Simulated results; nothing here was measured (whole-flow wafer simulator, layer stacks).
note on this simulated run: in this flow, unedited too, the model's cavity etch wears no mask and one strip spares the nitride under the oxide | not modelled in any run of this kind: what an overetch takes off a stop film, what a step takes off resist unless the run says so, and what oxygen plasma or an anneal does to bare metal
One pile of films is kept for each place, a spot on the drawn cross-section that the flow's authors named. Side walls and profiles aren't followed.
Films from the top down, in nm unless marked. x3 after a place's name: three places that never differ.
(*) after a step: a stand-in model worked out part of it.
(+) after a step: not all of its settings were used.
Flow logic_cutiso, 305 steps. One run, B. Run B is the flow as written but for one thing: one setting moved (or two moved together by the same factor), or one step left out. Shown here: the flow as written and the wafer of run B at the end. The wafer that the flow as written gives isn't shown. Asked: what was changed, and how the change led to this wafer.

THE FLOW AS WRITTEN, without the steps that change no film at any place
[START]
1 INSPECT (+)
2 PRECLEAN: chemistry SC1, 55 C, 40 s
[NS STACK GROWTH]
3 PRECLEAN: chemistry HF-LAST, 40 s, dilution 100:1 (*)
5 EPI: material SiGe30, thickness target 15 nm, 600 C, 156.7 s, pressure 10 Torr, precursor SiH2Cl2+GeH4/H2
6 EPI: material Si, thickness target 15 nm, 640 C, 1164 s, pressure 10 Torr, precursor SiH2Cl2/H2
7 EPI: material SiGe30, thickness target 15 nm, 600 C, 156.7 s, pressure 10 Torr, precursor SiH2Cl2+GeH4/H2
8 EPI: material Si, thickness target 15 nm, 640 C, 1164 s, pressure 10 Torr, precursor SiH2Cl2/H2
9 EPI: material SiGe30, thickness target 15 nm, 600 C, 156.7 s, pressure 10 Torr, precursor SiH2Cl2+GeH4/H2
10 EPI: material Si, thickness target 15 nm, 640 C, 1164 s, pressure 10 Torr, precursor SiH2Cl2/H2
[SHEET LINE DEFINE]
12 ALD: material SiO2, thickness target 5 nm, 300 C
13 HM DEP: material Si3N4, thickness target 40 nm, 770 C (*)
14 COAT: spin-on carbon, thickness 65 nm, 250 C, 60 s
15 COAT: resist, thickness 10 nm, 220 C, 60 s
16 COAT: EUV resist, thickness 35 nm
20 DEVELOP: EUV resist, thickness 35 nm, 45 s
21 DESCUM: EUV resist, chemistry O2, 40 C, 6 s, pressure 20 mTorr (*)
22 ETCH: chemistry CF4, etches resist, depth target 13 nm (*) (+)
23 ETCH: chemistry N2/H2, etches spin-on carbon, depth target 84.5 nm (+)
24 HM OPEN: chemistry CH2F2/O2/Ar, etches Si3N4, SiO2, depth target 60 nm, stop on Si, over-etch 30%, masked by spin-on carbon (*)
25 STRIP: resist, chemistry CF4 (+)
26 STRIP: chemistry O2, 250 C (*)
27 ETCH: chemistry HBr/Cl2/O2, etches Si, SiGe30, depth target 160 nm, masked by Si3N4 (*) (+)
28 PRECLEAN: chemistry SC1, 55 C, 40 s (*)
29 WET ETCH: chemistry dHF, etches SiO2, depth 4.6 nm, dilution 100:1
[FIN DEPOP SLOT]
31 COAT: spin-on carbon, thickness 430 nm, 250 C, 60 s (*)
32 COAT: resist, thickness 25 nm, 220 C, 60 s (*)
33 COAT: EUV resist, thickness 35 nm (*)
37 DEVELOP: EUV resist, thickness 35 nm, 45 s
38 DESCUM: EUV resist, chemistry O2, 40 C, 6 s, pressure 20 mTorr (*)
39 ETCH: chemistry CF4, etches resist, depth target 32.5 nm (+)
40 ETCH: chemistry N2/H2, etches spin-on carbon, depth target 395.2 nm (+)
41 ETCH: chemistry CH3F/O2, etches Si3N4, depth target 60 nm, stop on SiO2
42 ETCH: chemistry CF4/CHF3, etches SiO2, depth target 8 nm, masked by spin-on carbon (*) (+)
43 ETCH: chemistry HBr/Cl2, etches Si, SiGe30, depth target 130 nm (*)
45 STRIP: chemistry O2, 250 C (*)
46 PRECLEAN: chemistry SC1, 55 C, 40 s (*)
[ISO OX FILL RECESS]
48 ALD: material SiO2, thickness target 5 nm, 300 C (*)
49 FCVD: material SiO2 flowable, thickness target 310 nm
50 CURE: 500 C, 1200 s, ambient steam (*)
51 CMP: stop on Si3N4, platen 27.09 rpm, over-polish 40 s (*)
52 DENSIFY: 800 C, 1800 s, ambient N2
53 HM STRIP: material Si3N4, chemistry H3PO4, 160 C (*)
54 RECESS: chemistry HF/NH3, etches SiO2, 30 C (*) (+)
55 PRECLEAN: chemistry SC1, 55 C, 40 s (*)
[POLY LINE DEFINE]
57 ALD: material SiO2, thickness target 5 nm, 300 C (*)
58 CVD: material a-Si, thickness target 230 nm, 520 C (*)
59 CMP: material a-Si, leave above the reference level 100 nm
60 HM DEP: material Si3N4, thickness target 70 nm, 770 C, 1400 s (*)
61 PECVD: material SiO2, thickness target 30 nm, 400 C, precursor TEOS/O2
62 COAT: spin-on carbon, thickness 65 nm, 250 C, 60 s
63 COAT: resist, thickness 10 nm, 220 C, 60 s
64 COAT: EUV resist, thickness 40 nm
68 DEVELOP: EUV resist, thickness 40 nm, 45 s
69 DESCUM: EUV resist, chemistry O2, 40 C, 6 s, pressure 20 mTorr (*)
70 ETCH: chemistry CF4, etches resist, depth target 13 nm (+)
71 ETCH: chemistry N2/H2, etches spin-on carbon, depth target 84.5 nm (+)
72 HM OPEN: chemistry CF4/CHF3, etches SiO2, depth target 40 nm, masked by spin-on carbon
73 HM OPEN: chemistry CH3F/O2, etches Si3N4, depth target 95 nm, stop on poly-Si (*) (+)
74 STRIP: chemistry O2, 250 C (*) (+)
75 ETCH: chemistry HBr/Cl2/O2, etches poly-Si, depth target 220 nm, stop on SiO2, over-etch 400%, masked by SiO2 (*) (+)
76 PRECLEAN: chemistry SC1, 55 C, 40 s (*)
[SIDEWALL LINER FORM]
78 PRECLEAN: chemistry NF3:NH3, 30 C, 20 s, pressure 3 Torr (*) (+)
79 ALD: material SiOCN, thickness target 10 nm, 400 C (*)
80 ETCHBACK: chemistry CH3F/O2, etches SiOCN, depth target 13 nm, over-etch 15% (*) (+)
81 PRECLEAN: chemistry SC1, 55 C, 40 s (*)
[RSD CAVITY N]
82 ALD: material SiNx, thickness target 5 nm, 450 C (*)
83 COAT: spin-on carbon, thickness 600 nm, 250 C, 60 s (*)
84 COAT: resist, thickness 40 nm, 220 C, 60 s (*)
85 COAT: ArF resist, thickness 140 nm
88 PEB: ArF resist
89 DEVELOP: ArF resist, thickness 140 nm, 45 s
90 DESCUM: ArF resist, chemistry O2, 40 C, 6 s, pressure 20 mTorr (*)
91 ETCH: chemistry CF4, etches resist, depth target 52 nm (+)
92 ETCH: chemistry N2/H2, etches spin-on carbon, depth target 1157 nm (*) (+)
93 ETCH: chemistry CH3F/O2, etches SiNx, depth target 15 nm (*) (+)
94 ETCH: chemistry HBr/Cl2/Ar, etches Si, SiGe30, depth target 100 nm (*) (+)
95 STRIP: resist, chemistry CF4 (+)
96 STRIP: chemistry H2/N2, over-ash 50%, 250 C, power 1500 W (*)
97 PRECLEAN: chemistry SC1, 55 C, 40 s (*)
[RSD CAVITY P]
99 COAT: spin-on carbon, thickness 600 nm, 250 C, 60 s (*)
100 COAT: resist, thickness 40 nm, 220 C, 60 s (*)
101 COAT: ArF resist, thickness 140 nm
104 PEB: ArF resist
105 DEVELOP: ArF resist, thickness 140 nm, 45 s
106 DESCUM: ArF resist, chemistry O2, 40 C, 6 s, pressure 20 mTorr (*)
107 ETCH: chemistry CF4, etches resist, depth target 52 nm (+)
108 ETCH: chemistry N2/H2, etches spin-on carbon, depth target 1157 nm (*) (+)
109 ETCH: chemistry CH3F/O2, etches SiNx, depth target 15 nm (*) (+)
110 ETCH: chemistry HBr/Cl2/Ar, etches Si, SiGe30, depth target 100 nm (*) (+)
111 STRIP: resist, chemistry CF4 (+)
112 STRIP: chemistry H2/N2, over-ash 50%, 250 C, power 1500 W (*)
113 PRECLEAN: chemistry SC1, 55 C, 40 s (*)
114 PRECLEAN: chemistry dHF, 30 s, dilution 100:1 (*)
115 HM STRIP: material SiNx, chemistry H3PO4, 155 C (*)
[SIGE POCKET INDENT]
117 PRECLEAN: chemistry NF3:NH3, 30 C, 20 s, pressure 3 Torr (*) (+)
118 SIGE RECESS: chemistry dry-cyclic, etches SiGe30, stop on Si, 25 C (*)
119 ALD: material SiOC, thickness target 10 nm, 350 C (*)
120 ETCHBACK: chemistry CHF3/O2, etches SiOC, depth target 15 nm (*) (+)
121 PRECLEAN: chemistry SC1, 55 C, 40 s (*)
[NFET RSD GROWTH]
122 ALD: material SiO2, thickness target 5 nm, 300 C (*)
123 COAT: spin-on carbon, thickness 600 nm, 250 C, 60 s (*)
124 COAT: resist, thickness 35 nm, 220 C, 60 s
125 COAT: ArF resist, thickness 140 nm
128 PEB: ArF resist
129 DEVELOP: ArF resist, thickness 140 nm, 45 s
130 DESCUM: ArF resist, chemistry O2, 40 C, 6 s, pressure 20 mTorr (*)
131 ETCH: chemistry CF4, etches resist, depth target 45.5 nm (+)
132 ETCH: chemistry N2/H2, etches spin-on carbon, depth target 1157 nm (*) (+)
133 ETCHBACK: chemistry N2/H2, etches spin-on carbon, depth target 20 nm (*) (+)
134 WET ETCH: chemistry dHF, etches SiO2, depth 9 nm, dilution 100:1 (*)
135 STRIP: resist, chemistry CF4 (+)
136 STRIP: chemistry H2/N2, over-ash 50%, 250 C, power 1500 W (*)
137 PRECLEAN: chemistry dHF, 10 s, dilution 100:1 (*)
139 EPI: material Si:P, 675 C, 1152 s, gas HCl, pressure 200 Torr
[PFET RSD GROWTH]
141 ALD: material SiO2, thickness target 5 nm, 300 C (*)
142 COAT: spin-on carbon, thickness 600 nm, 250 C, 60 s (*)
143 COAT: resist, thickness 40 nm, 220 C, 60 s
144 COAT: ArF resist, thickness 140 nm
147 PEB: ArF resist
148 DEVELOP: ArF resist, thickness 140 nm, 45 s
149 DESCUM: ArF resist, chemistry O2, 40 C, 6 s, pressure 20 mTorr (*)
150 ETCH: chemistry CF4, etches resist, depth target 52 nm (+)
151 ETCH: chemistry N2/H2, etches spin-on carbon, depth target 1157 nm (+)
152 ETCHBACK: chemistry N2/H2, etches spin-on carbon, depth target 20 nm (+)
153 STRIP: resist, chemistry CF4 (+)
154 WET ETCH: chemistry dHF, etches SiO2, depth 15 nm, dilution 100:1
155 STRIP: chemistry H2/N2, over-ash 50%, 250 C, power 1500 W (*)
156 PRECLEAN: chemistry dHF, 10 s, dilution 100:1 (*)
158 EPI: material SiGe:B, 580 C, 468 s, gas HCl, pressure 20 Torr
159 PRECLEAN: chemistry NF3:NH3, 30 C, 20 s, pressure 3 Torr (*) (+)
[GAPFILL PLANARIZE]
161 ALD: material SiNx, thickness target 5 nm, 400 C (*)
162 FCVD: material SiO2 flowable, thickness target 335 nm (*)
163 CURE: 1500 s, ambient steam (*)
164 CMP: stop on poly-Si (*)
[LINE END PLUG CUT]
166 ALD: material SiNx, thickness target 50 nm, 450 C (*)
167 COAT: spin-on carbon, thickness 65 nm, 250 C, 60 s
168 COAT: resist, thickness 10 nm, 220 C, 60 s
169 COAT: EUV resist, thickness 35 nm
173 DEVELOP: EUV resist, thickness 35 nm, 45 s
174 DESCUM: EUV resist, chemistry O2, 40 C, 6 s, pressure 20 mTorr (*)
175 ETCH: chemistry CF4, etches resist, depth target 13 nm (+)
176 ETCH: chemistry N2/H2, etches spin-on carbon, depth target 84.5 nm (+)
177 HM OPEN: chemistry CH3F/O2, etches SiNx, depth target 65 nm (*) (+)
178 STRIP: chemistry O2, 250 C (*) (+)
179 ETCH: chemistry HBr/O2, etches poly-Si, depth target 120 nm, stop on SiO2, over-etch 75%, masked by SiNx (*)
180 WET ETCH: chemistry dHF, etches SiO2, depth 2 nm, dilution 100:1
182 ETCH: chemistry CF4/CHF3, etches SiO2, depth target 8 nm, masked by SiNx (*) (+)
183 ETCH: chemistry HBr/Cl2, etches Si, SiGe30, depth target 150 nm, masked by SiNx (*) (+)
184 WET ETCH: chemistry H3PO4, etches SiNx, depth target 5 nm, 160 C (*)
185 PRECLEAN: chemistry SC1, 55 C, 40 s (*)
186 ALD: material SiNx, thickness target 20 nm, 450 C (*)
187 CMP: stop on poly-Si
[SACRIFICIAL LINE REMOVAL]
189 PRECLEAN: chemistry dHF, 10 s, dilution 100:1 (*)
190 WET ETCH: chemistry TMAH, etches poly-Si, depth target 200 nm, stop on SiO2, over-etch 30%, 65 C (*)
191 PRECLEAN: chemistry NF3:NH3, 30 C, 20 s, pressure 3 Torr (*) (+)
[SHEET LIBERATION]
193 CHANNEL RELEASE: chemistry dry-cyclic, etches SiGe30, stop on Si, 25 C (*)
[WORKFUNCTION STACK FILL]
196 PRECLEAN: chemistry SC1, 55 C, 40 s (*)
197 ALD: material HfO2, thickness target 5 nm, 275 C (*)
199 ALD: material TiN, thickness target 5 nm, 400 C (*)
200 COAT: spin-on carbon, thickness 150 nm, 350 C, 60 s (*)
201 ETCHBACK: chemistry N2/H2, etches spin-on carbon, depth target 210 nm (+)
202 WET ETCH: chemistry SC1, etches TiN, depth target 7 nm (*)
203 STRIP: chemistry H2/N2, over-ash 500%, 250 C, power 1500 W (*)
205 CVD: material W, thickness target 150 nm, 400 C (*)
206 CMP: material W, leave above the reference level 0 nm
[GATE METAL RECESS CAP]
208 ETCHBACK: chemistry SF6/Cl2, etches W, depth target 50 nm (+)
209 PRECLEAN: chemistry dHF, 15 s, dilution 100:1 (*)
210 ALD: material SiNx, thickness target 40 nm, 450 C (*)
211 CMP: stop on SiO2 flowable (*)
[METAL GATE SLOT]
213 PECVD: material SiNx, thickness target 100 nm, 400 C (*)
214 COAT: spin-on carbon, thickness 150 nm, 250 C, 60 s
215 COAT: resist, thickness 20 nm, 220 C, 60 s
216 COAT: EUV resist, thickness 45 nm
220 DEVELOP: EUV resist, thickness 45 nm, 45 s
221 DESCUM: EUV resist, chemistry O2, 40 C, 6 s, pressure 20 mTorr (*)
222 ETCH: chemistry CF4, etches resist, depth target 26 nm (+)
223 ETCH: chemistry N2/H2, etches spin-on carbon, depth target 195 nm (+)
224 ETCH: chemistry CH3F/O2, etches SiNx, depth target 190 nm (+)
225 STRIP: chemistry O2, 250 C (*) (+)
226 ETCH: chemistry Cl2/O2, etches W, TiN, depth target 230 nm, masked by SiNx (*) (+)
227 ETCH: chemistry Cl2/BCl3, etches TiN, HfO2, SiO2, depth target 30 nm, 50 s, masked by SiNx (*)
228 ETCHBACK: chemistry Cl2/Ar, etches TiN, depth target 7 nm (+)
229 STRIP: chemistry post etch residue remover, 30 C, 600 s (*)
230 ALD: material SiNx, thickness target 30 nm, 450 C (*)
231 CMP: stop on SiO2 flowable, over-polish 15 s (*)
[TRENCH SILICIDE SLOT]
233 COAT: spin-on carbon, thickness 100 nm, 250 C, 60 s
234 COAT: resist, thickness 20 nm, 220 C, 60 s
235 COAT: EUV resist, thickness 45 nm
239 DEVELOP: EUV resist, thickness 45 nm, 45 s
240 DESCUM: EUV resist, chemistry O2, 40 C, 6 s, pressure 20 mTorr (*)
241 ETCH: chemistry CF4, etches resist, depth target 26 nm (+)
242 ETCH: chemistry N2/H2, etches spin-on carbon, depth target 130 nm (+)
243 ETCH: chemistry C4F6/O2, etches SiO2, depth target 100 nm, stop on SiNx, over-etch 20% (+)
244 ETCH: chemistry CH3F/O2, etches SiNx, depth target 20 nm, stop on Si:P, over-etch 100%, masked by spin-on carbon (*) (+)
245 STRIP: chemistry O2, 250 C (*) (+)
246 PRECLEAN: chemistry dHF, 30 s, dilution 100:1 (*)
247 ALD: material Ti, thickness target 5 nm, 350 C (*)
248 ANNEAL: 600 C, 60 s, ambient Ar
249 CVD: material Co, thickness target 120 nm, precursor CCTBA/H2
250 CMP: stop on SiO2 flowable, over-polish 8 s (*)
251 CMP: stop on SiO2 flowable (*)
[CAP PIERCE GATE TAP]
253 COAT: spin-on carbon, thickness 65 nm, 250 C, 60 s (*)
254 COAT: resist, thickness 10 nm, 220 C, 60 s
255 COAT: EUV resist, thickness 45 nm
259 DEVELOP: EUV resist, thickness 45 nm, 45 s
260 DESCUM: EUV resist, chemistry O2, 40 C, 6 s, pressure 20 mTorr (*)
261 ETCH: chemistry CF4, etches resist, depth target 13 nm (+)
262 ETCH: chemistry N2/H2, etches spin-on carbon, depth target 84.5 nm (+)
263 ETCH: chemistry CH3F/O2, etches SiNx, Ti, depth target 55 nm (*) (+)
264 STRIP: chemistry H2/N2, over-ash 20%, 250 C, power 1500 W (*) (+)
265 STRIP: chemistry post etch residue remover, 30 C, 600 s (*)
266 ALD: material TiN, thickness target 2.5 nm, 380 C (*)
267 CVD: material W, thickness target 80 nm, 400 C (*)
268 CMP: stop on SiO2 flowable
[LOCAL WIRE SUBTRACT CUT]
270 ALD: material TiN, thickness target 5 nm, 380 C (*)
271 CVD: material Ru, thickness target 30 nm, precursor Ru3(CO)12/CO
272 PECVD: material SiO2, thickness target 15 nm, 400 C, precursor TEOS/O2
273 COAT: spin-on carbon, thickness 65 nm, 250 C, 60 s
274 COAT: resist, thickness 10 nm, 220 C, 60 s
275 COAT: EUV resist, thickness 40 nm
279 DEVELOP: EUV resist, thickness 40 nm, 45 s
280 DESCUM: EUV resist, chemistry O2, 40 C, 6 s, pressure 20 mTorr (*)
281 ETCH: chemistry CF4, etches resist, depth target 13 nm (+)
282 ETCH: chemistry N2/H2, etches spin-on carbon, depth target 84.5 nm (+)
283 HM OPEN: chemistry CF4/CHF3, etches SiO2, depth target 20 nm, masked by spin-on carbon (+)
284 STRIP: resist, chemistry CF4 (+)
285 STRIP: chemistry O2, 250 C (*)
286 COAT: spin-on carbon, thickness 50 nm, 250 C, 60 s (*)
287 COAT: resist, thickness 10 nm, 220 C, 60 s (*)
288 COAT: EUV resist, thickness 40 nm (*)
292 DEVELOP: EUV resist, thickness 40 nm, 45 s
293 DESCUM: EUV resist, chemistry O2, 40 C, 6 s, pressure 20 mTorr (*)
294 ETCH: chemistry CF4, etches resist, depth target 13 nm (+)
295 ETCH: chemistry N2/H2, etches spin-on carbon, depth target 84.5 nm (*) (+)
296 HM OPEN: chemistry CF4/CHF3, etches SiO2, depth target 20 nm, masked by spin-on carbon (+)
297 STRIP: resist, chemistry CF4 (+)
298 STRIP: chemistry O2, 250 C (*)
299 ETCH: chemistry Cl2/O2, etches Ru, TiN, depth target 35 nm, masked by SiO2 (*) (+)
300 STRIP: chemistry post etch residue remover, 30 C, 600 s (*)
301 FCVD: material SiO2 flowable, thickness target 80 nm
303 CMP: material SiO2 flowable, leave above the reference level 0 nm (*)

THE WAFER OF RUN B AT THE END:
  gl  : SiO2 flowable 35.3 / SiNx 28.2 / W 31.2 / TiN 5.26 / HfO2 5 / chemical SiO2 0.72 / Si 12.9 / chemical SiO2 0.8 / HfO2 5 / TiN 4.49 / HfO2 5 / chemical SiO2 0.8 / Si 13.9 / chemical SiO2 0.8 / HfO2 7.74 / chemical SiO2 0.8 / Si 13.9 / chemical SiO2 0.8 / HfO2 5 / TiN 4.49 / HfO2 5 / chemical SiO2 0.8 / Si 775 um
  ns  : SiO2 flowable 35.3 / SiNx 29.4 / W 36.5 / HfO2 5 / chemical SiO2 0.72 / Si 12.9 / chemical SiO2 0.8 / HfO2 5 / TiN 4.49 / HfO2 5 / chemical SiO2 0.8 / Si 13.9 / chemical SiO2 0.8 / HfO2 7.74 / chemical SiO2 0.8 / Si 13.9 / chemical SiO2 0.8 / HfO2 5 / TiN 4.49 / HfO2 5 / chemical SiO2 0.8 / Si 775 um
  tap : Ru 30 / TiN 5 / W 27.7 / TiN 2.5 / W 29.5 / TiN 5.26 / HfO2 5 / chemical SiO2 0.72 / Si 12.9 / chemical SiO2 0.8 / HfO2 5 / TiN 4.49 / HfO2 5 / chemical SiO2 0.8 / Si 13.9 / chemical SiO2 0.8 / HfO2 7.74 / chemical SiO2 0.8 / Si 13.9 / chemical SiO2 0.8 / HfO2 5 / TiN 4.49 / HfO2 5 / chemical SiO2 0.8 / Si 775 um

The cause: step 7, EPI: 86.2 s was run, where the flow has 156.7 s.

How the change led to this, step by step:
  7 EPI: material SiGe30, thickness target 15 nm, 600 C, 156.7 s, pressure 10 Torr, precursor SiH2Cl2+GeH4/H2
      depop, dpovl, gfld and 19 more: SiGe30 +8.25 (new film) (as written it would be: SiGe30 +15 (new film))
  27 ETCH: chemistry HBr/Cl2/O2, etches Si, SiGe30, depth target 160 nm, masked by Si3N4 (*) (+)
      gfld, gxf, iso, lnri: chemical SiO2 -0.79 (all of it), Si -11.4 (all of it), SiGe30 -15 (all of it), Si -15 (all of it), SiGe30 -8.25 (all of it), Si -15 (all of it), SiGe30 -15 (all of it), Si -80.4 (as written it would be: chemical SiO2 -0.79 (all of it), Si -11.4 (all of it), SiGe30 -15 (all of it), Si -15 (all of it), SiGe30 -15 (all of it), Si -15 (all of it), SiGe30 -15 (all of it), Si -73.6)
      dpovl, nsgap: chemical SiO2 -0.79 (all of it), Si -11.8 (all of it), SiGe30 -15 (all of it), Si -15 (all of it), SiGe30 -8.25 (all of it), Si -15 (all of it), SiGe30 -15 (all of it), Si -80 (as written it would be: chemical SiO2 -0.79 (all of it), Si -11.8 (all of it), SiGe30 -15 (all of it), Si -15 (all of it), SiGe30 -15 (all of it), Si -15 (all of it), SiGe30 -15 (all of it), Si -73.2)
      (and at 1 more place)
  43 ETCH: chemistry HBr/Cl2, etches Si, SiGe30, depth target 130 nm (*)
      depop: Si -14 (all of it), SiGe30 -15 (all of it), Si -15 (all of it), SiGe30 -8.25 (all of it), Si -15 (all of it), SiGe30 -15 (all of it), Si -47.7 (as written it would be: Si -14 (all of it), SiGe30 -15 (all of it), Si -15 (all of it), SiGe30 -15 (all of it), Si -15 (all of it), SiGe30 -15 (all of it), Si -41)
  94 ETCH: chemistry HBr/Cl2/Ar, etches Si, SiGe30, depth target 100 nm (*) (+)
      rsdn, rsdx: chemical SiO2 -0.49 (all of it), Si -12.8 (all of it), SiGe30 -15 (all of it), Si -15 (all of it), SiGe30 -8.25 (all of it), Si -15 (all of it), SiGe30 -15 (all of it), Si -18.9 (as written it would be: chemical SiO2 -0.49 (all of it), Si -12.8 (all of it), SiGe30 -15 (all of it), Si -15 (all of it), SiGe30 -15 (all of it), Si -15 (all of it), SiGe30 -15 (all of it), Si -12.2)
  110 ETCH: chemistry HBr/Cl2/Ar, etches Si, SiGe30, depth target 100 nm (*) (+)
      rsdp, rsdw: chemical SiO2 -0.49 (all of it), Si -12.8 (all of it), SiGe30 -15 (all of it), Si -15 (all of it), SiGe30 -8.25 (all of it), Si -15 (all of it), SiGe30 -15 (all of it), Si -18.9 (as written it would be: chemical SiO2 -0.49 (all of it), Si -12.8 (all of it), SiGe30 -15 (all of it), Si -15 (all of it), SiGe30 -15 (all of it), Si -15 (all of it), SiGe30 -15 (all of it), Si -12.2)
  118 SIGE RECESS: chemistry dry-cyclic, etches SiGe30, stop on Si, 25 C (*)
      lnr, lnrp, lnrt: SiOCN -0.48, Si -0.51, cavity +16 (new film), SiGe30 -15 (all of it), Si -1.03, cavity +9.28 (new film), SiGe30 -8.25 (all of it), Si -1.03, cavity +16 (new film), SiGe30 -15 (all of it), Si -0.51 (as written it would be: SiOCN -0.48, Si -0.51, cavity +16 (new film), SiGe30 -15 (all of it), Si -1.03, cavity +16 (new film), SiGe30 -15 (all of it), Si -1.03, cavity +16 (new film), SiGe30 -15 (all of it), Si -0.51)
  119 ALD: material SiOC, thickness target 10 nm, 350 C (*)
      lnr, lnrp, lnrt: SiOC +10 (new film), SiOC +16 (new film), cavity -16 (all of it), SiOC +9.28 (new film), cavity -9.28 (all of it), SiOC +16 (new film), cavity -16 (all of it) (as written it would be: SiOC +10 (new film), SiOC +16 (new film), cavity -16 (all of it), SiOC +16 (new film), cavity -16 (all of it), SiOC +16 (new film), cavity -16 (all of it))
  183 ETCH: chemistry HBr/Cl2, etches Si, SiGe30, depth target 150 nm, masked by SiNx (*) (+)
      plug: Si -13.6 (all of it), SiGe30 -15 (all of it), Si -15 (all of it), SiGe30 -8.25 (all of it), Si -15 (all of it), SiGe30 -15 (all of it), Si -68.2 (as written it would be: Si -13.6 (all of it), SiGe30 -15 (all of it), Si -15 (all of it), SiGe30 -15 (all of it), Si -15 (all of it), SiGe30 -15 (all of it), Si -61.4)
  193 CHANNEL RELEASE: chemistry dry-cyclic, etches SiGe30, stop on Si, 25 C (*)
      gl, glp, gxn, gxp, ns, tap: chemical SiO2 +0.8 (new film), Si -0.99, chemical SiO2 +0.8 (new film), cavity +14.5 (new film), chemical SiO2 +0.8 (new film), SiGe30 -15 (all of it), Si -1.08, chemical SiO2 +0.8 (new film), cavity +7.74 (new film), chemical SiO2 +0.8 (new film), SiGe30 -8.25 (all of it), Si -1.08, chemical SiO2 +0.8 (new film), cavity +14.5 (new film), chemical SiO2 +0.8 (new film), SiGe30 -15 (all of it), Si -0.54 (as written it would be: chemical SiO2 +0.8 (new film), Si -0.99, chemical SiO2 +0.8 (new film), cavity +14.5 (new film), chemical SiO2 +0.8 (new film), SiGe30 -15 (all of it), Si -1.08, chemical SiO2 +0.8 (new film), cavity +14.5 (new film), chemical SiO2 +0.8 (new film), SiGe30 -15 (all of it), Si -1.08, chemical SiO2 +0.8 (new film), cavity +14.5 (new film), chemical SiO2 +0.8 (new film), SiGe30 -15 (all of it), Si -0.54)
  197 ALD: material HfO2, thickness target 5 nm, 275 C (*)
      gl, glp, gxn, gxp, ns, tap: HfO2 +5 (new film), HfO2 +5 (new film), cavity -10, HfO2 +5 (new film), HfO2 +7.74 (new film), cavity -7.74 (all of it), HfO2 +5 (new film), cavity -10, HfO2 +5 (new film) (as written it would be: HfO2 +5 (new film), HfO2 +5 (new film), cavity -10, HfO2 +5 (new film), HfO2 +5 (new film), cavity -10, HfO2 +5 (new film), HfO2 +5 (new film), cavity -10, HfO2 +5 (new film))
  199 ALD: material TiN, thickness target 5 nm, 400 C (*)
      gl, glp, tap: TiN +5.26 (new film), TiN +4.49 (new film), cavity -4.49 (all of it), TiN +4.49 (new film), cavity -4.49 (all of it) (as written it would be: TiN +5.26 (new film), TiN +4.49 (new film), cavity -4.49 (all of it), TiN +4.49 (new film), cavity -4.49 (all of it), TiN +4.49 (new film), cavity -4.49 (all of it))
      gxn, gxp, ns: TiN +5 (new film), TiN +4.49 (new film), cavity -4.49 (all of it), TiN +4.49 (new film), cavity -4.49 (all of it) (as written it would be: TiN +5 (new film), TiN +4.49 (new film), cavity -4.49 (all of it), TiN +4.49 (new film), cavity -4.49 (all of it), TiN +4.49 (new film), cavity -4.49 (all of it))
Counting metal films that touch as one body, gl has 3 bodies (between them, from the top down: HfO2 5 / chemical SiO2 0.72 / Si 12.9 / chemical SiO2 0.8 / HfO2 5; HfO2 5 / chemical SiO2 0.8 / Si 13.9 / chemical SiO2 0.8 / HfO2 7.74 / chemical SiO2 0.8 / Si 13.9 / chemical SiO2 0.8 / HfO2 5); the flow as written gives 4 bodies (between them, from the top down: HfO2 5 / chemical SiO2 0.72 / Si 12.9 / chemical SiO2 0.8 / HfO2 5; HfO2 5 / chemical SiO2 0.8 / Si 13.9 / chemical SiO2 0.8 / HfO2 5; HfO2 5 / chemical SiO2 0.8 / Si 13.9 / chemical SiO2 0.8 / HfO2 5).
Counting metal films that touch as one body, ns has 3 bodies (between them, from the top down: HfO2 5 / chemical SiO2 0.72 / Si 12.9 / chemical SiO2 0.8 / HfO2 5; HfO2 5 / chemical SiO2 0.8 / Si 13.9 / chemical SiO2 0.8 / HfO2 7.74 / chemical SiO2 0.8 / Si 13.9 / chemical SiO2 0.8 / HfO2 5); the flow as written gives 4 bodies (between them, from the top down: HfO2 5 / chemical SiO2 0.72 / Si 12.9 / chemical SiO2 0.8 / HfO2 5; HfO2 5 / chemical SiO2 0.8 / Si 13.9 / chemical SiO2 0.8 / HfO2 5; HfO2 5 / chemical SiO2 0.8 / Si 13.9 / chemical SiO2 0.8 / HfO2 5).
Counting metal films that touch as one body, tap has 3 bodies (between them, from the top down: HfO2 5 / chemical SiO2 0.72 / Si 12.9 / chemical SiO2 0.8 / HfO2 5; HfO2 5 / chemical SiO2 0.8 / Si 13.9 / chemical SiO2 0.8 / HfO2 7.74 / chemical SiO2 0.8 / Si 13.9 / chemical SiO2 0.8 / HfO2 5); the flow as written gives 4 bodies (between them, from the top down: HfO2 5 / chemical SiO2 0.72 / Si 12.9 / chemical SiO2 0.8 / HfO2 5; HfO2 5 / chemical SiO2 0.8 / Si 13.9 / chemical SiO2 0.8 / HfO2 5; HfO2 5 / chemical SiO2 0.8 / Si 13.9 / chemical SiO2 0.8 / HfO2 5).
